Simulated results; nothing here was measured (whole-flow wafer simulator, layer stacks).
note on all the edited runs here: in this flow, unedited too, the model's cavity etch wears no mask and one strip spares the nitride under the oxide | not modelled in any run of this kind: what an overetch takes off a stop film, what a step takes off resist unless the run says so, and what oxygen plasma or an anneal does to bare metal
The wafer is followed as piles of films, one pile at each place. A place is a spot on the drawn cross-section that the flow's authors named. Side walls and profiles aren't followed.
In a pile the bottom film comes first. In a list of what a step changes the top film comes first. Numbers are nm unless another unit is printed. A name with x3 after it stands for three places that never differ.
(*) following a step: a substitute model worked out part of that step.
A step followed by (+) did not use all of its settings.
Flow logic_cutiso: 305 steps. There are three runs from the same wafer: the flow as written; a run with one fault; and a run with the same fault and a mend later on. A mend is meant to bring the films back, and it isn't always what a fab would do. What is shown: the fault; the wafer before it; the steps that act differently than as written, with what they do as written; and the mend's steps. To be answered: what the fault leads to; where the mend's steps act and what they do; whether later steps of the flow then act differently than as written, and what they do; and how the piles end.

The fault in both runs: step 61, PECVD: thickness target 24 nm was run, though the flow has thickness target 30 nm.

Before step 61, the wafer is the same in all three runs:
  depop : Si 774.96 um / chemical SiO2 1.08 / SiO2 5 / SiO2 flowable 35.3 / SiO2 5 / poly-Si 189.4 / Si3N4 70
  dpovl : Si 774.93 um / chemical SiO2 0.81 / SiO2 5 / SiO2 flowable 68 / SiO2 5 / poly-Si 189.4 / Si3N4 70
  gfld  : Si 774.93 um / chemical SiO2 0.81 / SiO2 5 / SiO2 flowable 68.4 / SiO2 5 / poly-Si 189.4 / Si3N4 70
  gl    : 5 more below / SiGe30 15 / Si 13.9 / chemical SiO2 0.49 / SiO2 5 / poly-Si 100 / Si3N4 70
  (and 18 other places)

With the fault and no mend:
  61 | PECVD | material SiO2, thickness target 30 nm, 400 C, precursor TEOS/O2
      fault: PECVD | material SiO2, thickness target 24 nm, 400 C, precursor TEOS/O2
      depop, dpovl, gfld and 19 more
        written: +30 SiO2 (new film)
        fault: +24 SiO2 (new film)
  Steps later in the flow that act otherwise than as written (39 other steps are not shown; they differ only slightly, by no more than 2% or 0.5 nm, whichever is larger):
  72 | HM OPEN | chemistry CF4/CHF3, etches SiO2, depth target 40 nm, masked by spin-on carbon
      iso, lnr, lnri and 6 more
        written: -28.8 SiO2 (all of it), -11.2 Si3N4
        fault: -22.8 SiO2 (all of it), -17.2 Si3N4
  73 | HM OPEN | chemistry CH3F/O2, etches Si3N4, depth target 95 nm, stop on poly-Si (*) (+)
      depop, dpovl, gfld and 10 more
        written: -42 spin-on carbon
        fault: -37.7 spin-on carbon
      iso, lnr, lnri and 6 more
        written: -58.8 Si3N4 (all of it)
        fault: -52.8 Si3N4 (all of it)
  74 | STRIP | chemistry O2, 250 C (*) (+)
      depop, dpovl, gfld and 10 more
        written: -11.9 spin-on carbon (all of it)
        fault: -16.2 spin-on carbon (all of it)
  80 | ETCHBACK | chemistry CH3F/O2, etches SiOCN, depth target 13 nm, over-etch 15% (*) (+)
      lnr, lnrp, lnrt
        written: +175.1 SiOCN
        fault: +169.1 SiOCN
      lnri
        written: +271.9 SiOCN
        fault: +265.9 SiOCN
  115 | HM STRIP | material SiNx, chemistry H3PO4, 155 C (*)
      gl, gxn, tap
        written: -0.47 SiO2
        fault: -0.63 SiO2 (all of it)
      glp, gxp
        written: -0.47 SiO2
        fault: -0.67 SiO2 (all of it)
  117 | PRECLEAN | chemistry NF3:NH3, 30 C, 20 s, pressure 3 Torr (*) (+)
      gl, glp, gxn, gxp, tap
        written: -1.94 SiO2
        fault: -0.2 Si3N4
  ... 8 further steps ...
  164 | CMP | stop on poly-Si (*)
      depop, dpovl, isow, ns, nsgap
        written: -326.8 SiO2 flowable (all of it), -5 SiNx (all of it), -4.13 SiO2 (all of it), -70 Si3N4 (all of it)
        fault: -326.8 SiO2 flowable (all of it), -5 SiNx (all of it), -68.9 Si3N4 (all of it)
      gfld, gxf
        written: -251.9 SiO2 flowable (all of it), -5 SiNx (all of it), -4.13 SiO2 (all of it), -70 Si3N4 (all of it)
        fault: -253.8 SiO2 flowable (all of it), -5 SiNx (all of it), -68.9 Si3N4 (all of it)
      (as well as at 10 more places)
  At the end the piles are close to the flow's at the places that both follow, differing by at most 2% or 0.5 nm, whichever is larger.

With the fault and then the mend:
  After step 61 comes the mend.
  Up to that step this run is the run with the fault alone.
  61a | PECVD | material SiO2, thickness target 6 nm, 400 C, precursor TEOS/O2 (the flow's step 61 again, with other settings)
      depop, dpovl, gfld and 19 more
        +6 SiO2
  Later steps of the flow that are run all act as written at every place that is followed.
  The piles end the same as the flow's at every place that both follow.
